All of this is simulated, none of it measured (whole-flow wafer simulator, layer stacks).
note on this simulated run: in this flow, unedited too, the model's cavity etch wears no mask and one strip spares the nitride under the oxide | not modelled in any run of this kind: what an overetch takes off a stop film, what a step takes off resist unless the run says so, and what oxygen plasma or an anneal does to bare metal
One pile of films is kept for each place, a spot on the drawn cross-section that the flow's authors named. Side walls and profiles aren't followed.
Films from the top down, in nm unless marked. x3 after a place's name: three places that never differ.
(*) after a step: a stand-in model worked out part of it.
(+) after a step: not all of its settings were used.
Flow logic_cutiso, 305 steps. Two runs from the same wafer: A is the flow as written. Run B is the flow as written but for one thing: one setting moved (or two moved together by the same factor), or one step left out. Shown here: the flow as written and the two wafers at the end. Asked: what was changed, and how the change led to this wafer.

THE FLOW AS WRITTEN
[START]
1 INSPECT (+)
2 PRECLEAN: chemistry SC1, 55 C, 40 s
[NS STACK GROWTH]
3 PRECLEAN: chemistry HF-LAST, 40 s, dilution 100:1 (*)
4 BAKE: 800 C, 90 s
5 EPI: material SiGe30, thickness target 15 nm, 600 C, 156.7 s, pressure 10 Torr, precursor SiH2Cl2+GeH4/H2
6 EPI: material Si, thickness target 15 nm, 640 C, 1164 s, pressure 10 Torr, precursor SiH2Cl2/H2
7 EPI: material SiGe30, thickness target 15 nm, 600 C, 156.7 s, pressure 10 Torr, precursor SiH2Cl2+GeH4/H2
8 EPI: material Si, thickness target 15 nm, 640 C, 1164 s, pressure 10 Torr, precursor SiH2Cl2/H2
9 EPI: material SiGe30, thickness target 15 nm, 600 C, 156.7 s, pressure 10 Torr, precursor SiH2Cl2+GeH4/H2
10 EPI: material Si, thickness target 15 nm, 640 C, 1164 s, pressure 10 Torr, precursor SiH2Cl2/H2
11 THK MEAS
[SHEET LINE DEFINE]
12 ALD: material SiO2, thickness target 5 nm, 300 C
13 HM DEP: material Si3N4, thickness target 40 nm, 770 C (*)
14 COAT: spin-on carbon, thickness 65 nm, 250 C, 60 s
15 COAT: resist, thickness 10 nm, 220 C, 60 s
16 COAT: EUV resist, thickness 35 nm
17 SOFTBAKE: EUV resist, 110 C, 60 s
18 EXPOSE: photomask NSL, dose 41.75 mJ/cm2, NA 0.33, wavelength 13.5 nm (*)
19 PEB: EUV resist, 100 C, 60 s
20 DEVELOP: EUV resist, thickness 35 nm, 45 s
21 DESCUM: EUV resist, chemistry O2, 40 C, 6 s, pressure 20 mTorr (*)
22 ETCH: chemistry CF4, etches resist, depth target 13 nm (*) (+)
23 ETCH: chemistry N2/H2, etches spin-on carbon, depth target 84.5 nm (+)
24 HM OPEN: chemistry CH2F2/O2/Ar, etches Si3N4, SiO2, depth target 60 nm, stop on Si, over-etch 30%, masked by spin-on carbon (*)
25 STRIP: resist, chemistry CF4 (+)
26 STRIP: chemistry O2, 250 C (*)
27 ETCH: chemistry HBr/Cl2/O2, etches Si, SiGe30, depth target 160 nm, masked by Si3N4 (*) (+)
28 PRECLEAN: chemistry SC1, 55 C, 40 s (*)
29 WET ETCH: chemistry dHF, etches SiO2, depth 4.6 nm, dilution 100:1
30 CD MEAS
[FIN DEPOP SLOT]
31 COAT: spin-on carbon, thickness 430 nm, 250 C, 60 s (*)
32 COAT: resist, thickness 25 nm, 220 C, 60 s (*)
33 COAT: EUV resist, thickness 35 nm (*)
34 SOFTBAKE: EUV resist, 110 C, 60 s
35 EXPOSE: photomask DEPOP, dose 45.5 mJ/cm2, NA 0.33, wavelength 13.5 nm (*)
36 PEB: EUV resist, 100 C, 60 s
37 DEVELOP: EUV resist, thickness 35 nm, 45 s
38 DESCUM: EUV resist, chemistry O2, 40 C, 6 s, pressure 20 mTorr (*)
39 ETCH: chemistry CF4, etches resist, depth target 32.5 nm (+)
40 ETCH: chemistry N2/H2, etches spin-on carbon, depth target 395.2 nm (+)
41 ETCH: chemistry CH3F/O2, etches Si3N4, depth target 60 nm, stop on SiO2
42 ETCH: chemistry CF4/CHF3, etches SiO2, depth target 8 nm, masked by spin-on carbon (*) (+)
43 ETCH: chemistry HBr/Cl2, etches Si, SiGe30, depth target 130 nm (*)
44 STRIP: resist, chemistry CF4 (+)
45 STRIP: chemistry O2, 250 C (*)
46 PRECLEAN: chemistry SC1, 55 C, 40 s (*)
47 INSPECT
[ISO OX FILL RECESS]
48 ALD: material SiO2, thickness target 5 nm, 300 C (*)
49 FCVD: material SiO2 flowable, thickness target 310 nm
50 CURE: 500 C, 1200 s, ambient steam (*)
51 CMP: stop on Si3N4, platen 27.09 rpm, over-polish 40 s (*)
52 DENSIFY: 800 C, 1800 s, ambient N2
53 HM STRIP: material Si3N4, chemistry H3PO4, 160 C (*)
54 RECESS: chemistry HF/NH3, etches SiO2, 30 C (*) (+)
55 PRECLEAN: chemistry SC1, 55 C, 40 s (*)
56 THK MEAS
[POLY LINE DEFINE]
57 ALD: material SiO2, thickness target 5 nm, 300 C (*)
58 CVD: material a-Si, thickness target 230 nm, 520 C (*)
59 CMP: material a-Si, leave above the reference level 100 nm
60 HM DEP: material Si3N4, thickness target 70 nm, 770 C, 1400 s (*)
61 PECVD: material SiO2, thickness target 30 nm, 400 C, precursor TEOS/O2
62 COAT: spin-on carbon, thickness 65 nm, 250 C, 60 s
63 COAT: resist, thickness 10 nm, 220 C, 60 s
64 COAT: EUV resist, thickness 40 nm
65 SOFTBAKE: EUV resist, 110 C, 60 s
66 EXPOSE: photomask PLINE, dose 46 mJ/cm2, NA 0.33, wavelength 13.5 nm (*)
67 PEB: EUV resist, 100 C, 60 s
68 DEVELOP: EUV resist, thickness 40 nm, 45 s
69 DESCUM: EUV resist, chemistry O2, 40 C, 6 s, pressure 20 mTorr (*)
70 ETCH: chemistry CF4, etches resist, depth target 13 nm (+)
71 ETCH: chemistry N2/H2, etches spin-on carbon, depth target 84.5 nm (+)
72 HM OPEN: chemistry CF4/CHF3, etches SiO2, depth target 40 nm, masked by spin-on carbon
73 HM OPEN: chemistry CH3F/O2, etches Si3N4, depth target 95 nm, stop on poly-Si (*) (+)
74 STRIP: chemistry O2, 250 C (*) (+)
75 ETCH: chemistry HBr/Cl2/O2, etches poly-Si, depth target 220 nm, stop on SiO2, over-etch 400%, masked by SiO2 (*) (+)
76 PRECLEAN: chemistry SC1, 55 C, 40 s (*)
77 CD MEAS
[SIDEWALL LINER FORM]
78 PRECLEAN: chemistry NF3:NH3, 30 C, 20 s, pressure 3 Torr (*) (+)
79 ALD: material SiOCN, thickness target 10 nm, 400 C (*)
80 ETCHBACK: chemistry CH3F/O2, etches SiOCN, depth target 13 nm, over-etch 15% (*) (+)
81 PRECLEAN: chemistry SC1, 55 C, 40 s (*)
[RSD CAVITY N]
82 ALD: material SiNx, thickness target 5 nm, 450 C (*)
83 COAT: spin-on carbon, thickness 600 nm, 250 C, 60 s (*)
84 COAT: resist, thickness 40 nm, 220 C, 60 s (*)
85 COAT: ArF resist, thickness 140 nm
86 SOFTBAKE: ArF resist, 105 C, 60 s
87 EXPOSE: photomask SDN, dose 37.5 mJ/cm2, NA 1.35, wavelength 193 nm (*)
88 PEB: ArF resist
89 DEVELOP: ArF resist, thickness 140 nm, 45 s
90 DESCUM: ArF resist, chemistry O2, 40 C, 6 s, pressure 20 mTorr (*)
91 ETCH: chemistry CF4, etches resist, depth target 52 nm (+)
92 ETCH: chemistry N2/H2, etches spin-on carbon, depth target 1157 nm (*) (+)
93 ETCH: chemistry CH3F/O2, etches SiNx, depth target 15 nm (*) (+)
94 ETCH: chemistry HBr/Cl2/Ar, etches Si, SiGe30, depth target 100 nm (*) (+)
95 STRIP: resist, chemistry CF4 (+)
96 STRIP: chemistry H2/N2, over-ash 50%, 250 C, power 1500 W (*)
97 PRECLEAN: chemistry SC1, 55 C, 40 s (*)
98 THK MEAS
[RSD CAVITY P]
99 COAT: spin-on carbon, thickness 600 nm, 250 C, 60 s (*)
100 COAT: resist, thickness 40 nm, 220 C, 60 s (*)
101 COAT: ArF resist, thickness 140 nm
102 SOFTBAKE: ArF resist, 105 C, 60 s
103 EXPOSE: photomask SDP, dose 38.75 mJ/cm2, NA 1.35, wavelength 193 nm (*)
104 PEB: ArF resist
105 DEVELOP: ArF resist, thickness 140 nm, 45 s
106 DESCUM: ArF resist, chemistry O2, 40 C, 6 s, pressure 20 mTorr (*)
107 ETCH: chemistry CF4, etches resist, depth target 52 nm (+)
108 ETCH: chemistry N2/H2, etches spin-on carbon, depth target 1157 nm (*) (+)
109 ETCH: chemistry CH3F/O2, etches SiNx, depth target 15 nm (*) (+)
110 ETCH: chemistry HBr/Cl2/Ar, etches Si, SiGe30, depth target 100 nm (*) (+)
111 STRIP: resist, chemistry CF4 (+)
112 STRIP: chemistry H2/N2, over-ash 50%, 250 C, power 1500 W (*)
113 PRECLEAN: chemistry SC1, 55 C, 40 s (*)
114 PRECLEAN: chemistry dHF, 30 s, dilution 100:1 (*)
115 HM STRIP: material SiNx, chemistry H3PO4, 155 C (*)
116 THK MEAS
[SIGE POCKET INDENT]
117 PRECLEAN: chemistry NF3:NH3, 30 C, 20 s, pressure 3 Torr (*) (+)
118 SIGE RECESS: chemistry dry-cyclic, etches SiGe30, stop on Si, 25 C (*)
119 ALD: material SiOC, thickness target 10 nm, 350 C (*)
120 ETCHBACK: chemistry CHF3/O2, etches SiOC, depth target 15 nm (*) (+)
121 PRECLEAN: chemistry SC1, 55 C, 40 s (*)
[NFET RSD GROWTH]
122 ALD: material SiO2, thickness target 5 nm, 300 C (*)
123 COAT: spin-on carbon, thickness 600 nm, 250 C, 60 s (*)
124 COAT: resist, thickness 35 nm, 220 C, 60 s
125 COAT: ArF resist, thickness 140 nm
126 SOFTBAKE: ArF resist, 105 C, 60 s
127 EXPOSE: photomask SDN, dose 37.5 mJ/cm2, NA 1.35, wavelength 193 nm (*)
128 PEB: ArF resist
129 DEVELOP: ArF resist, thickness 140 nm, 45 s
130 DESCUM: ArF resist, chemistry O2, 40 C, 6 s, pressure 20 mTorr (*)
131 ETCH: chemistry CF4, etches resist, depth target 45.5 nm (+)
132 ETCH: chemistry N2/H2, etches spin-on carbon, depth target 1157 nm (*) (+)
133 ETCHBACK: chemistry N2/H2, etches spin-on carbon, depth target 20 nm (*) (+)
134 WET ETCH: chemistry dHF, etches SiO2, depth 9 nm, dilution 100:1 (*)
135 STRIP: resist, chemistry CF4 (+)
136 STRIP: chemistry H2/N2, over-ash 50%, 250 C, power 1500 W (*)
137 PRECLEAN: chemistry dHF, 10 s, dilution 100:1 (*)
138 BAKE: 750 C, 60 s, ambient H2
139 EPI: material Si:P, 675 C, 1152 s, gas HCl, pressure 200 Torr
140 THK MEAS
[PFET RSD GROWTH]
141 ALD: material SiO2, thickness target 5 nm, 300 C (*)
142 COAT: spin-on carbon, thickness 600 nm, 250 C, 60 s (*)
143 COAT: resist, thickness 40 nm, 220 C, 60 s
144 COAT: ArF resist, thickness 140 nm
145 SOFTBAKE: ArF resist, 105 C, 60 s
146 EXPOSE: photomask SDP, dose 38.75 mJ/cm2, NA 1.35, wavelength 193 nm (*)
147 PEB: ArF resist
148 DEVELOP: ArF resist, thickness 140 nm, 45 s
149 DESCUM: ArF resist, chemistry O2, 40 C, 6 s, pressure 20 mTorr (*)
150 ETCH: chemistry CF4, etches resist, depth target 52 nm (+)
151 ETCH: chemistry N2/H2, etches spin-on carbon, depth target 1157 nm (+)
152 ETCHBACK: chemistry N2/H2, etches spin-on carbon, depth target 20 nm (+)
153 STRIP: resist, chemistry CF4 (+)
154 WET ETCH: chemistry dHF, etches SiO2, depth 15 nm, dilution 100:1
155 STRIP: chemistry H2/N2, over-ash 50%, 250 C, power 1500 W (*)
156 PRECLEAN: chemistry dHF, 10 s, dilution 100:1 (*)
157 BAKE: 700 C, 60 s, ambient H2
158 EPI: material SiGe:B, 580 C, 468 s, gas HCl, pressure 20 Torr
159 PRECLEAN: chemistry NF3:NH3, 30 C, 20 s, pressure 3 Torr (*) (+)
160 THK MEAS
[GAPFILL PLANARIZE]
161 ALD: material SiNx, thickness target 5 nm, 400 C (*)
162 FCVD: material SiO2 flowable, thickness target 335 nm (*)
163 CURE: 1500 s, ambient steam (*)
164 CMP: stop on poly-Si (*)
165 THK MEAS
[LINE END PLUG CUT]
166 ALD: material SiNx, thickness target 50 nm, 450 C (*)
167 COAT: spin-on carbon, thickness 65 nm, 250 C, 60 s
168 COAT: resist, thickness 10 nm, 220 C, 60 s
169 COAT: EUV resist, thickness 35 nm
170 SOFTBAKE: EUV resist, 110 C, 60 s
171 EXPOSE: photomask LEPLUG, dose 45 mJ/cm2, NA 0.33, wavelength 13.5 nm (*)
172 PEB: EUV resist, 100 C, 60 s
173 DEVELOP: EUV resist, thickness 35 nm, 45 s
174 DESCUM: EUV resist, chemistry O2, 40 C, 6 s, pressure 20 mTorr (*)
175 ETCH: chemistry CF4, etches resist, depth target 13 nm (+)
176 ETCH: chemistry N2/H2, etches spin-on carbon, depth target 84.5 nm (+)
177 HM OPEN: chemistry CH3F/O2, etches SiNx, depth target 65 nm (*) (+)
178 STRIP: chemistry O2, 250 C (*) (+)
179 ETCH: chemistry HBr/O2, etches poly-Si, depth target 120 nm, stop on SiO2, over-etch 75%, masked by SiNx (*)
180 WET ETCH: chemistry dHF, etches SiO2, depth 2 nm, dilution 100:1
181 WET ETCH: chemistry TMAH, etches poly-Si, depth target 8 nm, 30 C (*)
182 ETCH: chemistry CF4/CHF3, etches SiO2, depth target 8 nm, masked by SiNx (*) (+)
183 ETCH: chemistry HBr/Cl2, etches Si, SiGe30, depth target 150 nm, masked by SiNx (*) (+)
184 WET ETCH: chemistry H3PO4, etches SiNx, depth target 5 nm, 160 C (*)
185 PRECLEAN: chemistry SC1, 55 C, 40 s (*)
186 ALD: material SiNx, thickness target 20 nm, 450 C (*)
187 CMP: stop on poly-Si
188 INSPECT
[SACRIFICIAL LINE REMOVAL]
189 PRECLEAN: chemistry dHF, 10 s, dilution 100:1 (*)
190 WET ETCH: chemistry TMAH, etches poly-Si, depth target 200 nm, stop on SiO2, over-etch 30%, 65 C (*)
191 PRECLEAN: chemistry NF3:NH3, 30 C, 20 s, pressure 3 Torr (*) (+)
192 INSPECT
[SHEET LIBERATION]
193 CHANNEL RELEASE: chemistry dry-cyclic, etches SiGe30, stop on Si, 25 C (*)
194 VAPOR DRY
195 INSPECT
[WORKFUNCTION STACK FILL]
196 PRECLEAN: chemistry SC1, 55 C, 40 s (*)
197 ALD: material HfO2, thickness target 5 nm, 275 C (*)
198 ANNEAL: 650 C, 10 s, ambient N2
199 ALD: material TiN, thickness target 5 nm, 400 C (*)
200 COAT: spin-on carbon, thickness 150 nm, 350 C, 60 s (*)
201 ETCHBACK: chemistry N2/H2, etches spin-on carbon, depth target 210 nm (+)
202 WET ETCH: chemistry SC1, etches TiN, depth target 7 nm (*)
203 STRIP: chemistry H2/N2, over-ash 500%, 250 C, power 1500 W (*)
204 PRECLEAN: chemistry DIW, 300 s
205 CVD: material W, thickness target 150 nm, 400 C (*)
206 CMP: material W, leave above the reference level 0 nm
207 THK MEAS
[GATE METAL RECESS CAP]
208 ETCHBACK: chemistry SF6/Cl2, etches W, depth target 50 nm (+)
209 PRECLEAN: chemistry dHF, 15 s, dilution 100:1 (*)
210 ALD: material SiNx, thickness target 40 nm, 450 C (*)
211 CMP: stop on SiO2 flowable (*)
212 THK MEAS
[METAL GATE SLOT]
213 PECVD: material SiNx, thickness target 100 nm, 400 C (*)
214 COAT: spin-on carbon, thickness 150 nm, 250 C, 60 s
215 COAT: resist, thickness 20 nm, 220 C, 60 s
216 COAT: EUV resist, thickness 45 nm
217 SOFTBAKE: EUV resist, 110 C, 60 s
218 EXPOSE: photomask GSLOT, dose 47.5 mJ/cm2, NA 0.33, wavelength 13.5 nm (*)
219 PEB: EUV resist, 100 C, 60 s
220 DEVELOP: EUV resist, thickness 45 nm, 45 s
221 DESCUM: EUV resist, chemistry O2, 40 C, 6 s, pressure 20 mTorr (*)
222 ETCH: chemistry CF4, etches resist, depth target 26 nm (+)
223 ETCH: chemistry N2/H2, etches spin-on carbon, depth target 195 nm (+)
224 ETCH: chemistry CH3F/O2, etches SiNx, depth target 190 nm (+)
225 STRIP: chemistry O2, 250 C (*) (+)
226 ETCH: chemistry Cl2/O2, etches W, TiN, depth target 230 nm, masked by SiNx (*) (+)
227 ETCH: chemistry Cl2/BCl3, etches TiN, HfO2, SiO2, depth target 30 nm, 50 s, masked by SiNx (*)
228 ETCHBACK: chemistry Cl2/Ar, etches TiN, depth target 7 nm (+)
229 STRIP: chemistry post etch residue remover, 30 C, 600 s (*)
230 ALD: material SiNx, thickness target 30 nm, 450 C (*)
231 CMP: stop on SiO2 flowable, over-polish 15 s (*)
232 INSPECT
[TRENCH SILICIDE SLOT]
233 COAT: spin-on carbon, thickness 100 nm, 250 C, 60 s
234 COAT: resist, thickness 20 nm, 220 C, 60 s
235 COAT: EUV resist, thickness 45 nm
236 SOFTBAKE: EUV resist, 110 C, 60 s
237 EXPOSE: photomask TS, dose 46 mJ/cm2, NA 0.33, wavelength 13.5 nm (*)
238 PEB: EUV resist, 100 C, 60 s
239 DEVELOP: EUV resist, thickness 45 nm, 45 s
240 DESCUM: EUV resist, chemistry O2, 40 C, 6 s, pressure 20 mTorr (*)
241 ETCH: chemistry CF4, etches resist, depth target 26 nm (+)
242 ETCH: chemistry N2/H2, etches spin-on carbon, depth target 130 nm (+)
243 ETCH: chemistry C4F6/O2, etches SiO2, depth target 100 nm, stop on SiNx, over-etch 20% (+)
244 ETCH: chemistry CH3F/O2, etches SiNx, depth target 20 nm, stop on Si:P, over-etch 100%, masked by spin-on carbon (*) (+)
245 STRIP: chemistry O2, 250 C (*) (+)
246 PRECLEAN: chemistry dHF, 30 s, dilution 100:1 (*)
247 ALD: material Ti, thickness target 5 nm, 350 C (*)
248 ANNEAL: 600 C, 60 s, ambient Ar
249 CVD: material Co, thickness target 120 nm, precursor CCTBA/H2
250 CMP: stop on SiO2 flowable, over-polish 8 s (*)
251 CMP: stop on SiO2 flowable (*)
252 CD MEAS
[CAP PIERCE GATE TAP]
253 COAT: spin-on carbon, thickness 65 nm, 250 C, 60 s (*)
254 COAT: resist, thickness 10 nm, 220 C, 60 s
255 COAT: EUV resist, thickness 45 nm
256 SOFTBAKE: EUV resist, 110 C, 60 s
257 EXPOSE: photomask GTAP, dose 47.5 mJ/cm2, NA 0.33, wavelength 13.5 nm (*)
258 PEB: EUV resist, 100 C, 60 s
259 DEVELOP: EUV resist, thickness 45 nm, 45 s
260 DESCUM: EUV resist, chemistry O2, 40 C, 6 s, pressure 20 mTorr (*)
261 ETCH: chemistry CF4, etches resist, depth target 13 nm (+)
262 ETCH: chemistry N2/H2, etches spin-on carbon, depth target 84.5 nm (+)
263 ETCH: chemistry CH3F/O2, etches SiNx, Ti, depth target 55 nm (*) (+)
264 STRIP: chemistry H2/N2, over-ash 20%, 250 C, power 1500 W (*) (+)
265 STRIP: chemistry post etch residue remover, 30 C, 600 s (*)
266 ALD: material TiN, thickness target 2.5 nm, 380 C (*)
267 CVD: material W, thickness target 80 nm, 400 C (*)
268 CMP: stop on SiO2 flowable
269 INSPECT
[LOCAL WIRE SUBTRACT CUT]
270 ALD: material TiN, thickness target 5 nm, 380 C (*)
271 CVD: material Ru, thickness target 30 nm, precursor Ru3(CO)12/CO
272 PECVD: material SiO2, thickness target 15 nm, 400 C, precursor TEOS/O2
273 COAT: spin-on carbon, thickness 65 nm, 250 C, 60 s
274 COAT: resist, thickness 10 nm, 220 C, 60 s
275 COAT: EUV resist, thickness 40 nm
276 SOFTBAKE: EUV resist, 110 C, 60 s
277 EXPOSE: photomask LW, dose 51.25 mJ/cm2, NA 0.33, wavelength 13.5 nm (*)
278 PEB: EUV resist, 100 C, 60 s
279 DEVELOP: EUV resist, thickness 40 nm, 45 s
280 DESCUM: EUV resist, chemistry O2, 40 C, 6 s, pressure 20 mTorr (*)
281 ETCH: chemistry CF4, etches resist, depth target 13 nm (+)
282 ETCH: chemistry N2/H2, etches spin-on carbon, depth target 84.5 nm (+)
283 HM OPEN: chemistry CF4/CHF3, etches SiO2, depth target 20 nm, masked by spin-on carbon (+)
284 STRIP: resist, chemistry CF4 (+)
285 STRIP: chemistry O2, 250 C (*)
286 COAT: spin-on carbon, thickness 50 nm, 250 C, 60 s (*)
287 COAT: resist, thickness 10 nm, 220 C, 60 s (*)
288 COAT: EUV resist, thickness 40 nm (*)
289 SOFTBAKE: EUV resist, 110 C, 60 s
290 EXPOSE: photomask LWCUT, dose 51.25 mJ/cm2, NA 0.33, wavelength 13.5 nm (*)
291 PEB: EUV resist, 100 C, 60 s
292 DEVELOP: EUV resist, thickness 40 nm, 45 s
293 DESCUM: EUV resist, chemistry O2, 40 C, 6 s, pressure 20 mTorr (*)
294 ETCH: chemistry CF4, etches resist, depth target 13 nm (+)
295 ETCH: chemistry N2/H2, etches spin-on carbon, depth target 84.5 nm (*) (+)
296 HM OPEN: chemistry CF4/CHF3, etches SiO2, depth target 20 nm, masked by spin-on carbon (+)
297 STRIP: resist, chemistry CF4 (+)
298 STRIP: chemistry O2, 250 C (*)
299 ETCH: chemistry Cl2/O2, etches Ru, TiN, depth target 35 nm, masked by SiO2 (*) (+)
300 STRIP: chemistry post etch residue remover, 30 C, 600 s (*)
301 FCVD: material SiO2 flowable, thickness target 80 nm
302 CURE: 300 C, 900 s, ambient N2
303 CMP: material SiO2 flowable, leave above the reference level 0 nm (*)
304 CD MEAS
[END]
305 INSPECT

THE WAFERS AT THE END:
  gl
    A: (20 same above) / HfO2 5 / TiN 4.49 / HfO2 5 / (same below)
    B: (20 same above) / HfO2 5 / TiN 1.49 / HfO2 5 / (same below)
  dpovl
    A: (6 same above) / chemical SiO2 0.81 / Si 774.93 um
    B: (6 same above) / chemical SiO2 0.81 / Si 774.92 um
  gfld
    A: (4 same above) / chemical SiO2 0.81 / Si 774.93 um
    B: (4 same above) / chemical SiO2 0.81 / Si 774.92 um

The cause: step 5, EPI: thickness target 12 nm was run, where the flow has thickness target 15 nm; step 5, EPI: 125.4 s was run, where the flow has 156.7 s.

How the change led to this, step by step:
  5 EPI: material SiGe30, thickness target 15 nm, 600 C, 156.7 s, pressure 10 Torr, precursor SiH2Cl2+GeH4/H2
      depop, dpovl, gfld and 19 more: A SiGe30 +15 (new film) | B SiGe30 +12 (new film)
  27 ETCH: chemistry HBr/Cl2/O2, etches Si, SiGe30, depth target 160 nm, masked by Si3N4 (*) (+)
      gfld, gxf, iso, lnri: A chemical SiO2 -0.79 (all of it), Si -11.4 (all of it), SiGe30 -15 (all of it), Si -15 (all of it), SiGe30 -15 (all of it), Si -15 (all of it), SiGe30 -15 (all of it), Si -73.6 | B chemical SiO2 -0.79 (all of it), Si -11.4 (all of it), SiGe30 -15 (all of it), Si -15 (all of it), SiGe30 -15 (all of it), Si -15 (all of it), SiGe30 -12 (all of it), Si -76.6
      dpovl, nsgap: A chemical SiO2 -0.79 (all of it), Si -11.8 (all of it), SiGe30 -15 (all of it), Si -15 (all of it), SiGe30 -15 (all of it), Si -15 (all of it), SiGe30 -15 (all of it), Si -73.2 | B chemical SiO2 -0.79 (all of it), Si -11.8 (all of it), SiGe30 -15 (all of it), Si -15 (all of it), SiGe30 -15 (all of it), Si -15 (all of it), SiGe30 -12 (all of it), Si -76.2
      (and at 1 more place)
  43 ETCH: chemistry HBr/Cl2, etches Si, SiGe30, depth target 130 nm (*)
      depop: A Si -14 (all of it), SiGe30 -15 (all of it), Si -15 (all of it), SiGe30 -15 (all of it), Si -15 (all of it), SiGe30 -15 (all of it), Si -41 | B Si -14 (all of it), SiGe30 -15 (all of it), Si -15 (all of it), SiGe30 -15 (all of it), Si -15 (all of it), SiGe30 -12 (all of it), Si -44
  94 ETCH: chemistry HBr/Cl2/Ar, etches Si, SiGe30, depth target 100 nm (*) (+)
      rsdn, rsdx: A chemical SiO2 -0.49 (all of it), Si -12.8 (all of it), SiGe30 -15 (all of it), Si -15 (all of it), SiGe30 -15 (all of it), Si -15 (all of it), SiGe30 -15 (all of it), Si -12.2 | B chemical SiO2 -0.49 (all of it), Si -12.8 (all of it), SiGe30 -15 (all of it), Si -15 (all of it), SiGe30 -15 (all of it), Si -15 (all of it), SiGe30 -12 (all of it), Si -15.2
  110 ETCH: chemistry HBr/Cl2/Ar, etches Si, SiGe30, depth target 100 nm (*) (+)
      rsdp, rsdw: A chemical SiO2 -0.49 (all of it), Si -12.8 (all of it), SiGe30 -15 (all of it), Si -15 (all of it), SiGe30 -15 (all of it), Si -15 (all of it), SiGe30 -15 (all of it), Si -12.2 | B chemical SiO2 -0.49 (all of it), Si -12.8 (all of it), SiGe30 -15 (all of it), Si -15 (all of it), SiGe30 -15 (all of it), Si -15 (all of it), SiGe30 -12 (all of it), Si -15.2
  118 SIGE RECESS: chemistry dry-cyclic, etches SiGe30, stop on Si, 25 C (*)
      lnr, lnrp, lnrt: A SiOCN -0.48, Si -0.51, cavity +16 (new film), SiGe30 -15 (all of it), Si -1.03, cavity +16 (new film), SiGe30 -15 (all of it), Si -1.03, cavity +16 (new film), SiGe30 -15 (all of it), Si -0.51 | B SiOCN -0.48, Si -0.51, cavity +16 (new film), SiGe30 -15 (all of it), Si -1.03, cavity +16 (new film), SiGe30 -15 (all of it), Si -1.03, cavity +13 (new film), SiGe30 -12 (all of it), Si -0.51
  119 ALD: material SiOC, thickness target 10 nm, 350 C (*)
      lnr, lnrp, lnrt: A SiOC +10 (new film), SiOC +16 (new film), cavity -16 (all of it), SiOC +16 (new film), cavity -16 (all of it), SiOC +16 (new film), cavity -16 (all of it) | B SiOC +10 (new film), SiOC +16 (new film), cavity -16 (all of it), SiOC +16 (new film), cavity -16 (all of it), SiOC +13 (new film), cavity -13 (all of it)
  183 ETCH: chemistry HBr/Cl2, etches Si, SiGe30, depth target 150 nm, masked by SiNx (*) (+)
      plug: A Si -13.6 (all of it), SiGe30 -15 (all of it), Si -15 (all of it), SiGe30 -15 (all of it), Si -15 (all of it), SiGe30 -15 (all of it), Si -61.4 | B Si -13.6 (all of it), SiGe30 -15 (all of it), Si -15 (all of it), SiGe30 -15 (all of it), Si -15 (all of it), SiGe30 -12 (all of it), Si -64.4
  193 CHANNEL RELEASE: chemistry dry-cyclic, etches SiGe30, stop on Si, 25 C (*)
      gl, glp, gxn, gxp, ns, tap: A chemical SiO2 +0.8 (new film), Si -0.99, chemical SiO2 +0.8 (new film), cavity +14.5 (new film), chemical SiO2 +0.8 (new film), SiGe30 -15 (all of it), Si -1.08, chemical SiO2 +0.8 (new film), cavity +14.5 (new film), chemical SiO2 +0.8 (new film), SiGe30 -15 (all of it), Si -1.08, chemical SiO2 +0.8 (new film), cavity +14.5 (new film), chemical SiO2 +0.8 (new film), SiGe30 -15 (all of it), Si -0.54 | B chemical SiO2 +0.8 (new film), Si -0.99, chemical SiO2 +0.8 (new film), cavity +14.5 (new film), chemical SiO2 +0.8 (new film), SiGe30 -15 (all of it), Si -1.08, chemical SiO2 +0.8 (new film), cavity +14.5 (new film), chemical SiO2 +0.8 (new film), SiGe30 -15 (all of it), Si -1.08, chemical SiO2 +0.8 (new film), cavity +11.5 (new film), chemical SiO2 +0.8 (new film), SiGe30 -12 (all of it), Si -0.54
  199 ALD: material TiN, thickness target 5 nm, 400 C (*)
      gl, glp, tap: A TiN +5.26 (new film), TiN +4.49 (new film), cavity -4.49 (all of it), TiN +4.49 (new film), cavity -4.49 (all of it), TiN +4.49 (new film), cavity -4.49 (all of it) | B TiN +5.26 (new film), TiN +4.49 (new film), cavity -4.49 (all of it), TiN +4.49 (new film), cavity -4.49 (all of it), TiN +1.49 (new film), cavity -1.49 (all of it)
      gxn, gxp, ns: A TiN +5 (new film), TiN +4.49 (new film), cavity -4.49 (all of it), TiN +4.49 (new film), cavity -4.49 (all of it), TiN +4.49 (new film), cavity -4.49 (all of it) | B TiN +5 (new film), TiN +4.49 (new film), cavity -4.49 (all of it), TiN +4.49 (new film), cavity -4.49 (all of it), TiN +1.49 (new film), cavity -1.49 (all of it)
